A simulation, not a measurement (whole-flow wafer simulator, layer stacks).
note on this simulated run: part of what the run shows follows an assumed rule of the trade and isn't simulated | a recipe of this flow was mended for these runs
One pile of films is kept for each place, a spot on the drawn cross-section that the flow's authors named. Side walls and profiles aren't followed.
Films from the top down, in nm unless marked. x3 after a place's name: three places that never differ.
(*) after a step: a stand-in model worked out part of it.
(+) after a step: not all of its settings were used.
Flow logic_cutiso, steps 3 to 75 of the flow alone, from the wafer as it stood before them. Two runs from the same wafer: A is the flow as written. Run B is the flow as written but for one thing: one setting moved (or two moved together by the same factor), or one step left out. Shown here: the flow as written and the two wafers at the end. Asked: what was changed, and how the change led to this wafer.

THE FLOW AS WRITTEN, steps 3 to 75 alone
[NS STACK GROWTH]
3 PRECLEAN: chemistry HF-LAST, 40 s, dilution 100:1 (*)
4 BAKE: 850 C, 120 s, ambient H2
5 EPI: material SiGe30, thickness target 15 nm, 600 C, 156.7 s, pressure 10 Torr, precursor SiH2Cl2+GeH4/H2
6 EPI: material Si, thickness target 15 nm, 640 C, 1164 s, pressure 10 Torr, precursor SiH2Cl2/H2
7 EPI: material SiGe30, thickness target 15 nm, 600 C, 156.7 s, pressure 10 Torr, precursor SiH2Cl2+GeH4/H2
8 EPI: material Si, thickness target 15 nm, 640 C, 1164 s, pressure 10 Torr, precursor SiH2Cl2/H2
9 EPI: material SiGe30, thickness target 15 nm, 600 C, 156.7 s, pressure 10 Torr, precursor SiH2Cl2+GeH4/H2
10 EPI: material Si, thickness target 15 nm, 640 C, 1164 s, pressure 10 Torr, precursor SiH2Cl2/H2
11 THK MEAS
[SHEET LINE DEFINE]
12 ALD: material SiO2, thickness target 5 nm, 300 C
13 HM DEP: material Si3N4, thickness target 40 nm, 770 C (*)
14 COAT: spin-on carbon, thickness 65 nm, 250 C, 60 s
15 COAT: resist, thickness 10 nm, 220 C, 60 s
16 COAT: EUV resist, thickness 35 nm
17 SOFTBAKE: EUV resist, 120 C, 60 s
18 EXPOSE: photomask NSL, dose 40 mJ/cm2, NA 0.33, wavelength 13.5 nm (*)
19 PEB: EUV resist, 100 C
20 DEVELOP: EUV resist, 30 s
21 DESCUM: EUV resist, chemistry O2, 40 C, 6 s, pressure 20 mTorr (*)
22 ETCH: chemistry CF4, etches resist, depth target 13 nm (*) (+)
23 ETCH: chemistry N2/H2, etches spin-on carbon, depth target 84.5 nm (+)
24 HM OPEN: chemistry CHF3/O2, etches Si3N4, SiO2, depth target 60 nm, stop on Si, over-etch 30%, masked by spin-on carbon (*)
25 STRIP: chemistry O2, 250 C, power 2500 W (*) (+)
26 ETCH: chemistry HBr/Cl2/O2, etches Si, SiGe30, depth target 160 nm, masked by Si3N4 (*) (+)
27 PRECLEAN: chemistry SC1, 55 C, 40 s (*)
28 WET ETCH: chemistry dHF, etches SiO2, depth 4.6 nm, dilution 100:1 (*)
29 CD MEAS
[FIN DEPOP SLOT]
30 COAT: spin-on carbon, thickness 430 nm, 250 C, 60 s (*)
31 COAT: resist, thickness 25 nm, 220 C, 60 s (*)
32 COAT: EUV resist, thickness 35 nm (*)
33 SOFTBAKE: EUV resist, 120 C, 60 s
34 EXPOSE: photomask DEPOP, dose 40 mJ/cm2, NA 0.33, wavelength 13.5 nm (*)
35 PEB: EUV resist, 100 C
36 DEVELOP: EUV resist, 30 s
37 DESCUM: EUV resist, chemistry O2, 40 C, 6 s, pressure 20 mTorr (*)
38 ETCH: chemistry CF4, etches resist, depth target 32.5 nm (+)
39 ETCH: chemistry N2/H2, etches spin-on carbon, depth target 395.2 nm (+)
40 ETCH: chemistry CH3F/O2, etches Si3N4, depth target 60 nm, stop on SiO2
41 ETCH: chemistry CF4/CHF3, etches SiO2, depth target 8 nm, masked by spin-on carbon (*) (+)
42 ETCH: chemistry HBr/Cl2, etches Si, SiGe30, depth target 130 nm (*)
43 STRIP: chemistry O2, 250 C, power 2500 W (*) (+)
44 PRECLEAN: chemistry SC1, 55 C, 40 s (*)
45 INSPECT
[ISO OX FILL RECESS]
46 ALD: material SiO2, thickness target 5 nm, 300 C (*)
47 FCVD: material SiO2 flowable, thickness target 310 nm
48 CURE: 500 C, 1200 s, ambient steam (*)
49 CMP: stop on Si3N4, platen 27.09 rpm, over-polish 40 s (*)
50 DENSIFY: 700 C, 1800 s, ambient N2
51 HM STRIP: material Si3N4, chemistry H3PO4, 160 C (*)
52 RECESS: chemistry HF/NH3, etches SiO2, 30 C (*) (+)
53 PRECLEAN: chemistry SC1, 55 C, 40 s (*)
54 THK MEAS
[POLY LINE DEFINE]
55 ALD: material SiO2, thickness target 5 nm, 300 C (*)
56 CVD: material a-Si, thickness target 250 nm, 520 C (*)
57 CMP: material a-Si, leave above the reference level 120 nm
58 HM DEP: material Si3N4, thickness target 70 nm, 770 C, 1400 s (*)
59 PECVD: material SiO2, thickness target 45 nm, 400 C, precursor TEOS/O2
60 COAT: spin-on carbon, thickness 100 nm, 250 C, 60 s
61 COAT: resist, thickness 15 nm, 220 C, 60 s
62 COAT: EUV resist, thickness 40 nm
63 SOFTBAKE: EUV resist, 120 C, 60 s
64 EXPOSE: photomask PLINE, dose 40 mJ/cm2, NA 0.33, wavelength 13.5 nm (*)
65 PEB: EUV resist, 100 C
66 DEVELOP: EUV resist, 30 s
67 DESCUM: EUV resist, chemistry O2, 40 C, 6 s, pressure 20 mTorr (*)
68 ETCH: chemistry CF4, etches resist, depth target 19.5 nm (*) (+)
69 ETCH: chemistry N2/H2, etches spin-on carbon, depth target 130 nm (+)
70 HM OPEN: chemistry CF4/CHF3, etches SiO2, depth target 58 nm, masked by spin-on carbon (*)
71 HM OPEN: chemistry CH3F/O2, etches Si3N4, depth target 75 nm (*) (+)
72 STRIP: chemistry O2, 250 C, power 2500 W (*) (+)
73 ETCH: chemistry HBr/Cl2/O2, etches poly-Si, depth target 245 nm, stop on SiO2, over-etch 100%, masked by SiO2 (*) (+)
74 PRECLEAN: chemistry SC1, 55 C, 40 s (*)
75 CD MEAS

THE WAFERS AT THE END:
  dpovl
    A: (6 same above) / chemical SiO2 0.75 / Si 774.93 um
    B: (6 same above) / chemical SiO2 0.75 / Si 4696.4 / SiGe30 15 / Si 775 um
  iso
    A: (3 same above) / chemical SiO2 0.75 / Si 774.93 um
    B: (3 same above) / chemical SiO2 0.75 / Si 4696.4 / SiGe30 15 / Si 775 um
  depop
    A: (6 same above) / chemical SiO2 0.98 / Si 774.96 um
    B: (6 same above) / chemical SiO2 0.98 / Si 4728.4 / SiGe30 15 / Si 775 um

The cause: step 6, EPI: 1024 C was run, where the flow has 640 C.

How the change led to this, step by step:
  6 EPI: material Si, thickness target 15 nm, 640 C, 1164 s, pressure 10 Torr, precursor SiH2Cl2/H2
      depop, dpovl, gfld and 19 more: A Si +15 (new film) | B Si +4800.1 (new film)
  26 ETCH: chemistry HBr/Cl2/O2, etches Si, SiGe30, depth target 160 nm, masked by Si3N4 (*) (+)
      dpovl, gfld, gxf, iso, isow, lnri, nsgap: A chemical SiO2 -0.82 (all of it), Si -12 (all of it), SiGe30 -15 (all of it), Si -15 (all of it), SiGe30 -15 (all of it), Si -15 (all of it), SiGe30 -15 (all of it), Si -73 | B chemical SiO2 -0.82 (all of it), Si -12 (all of it), SiGe30 -15 (all of it), Si -15 (all of it), SiGe30 -15 (all of it), Si -103
  42 ETCH: chemistry HBr/Cl2, etches Si, SiGe30, depth target 130 nm (*)
      depop: A Si -13.8 (all of it), SiGe30 -15 (all of it), Si -15 (all of it), SiGe30 -15 (all of it), Si -15 (all of it), SiGe30 -15 (all of it), Si -41.2 | B Si -13.8 (all of it), SiGe30 -15 (all of it), Si -15 (all of it), SiGe30 -15 (all of it), Si -71.2
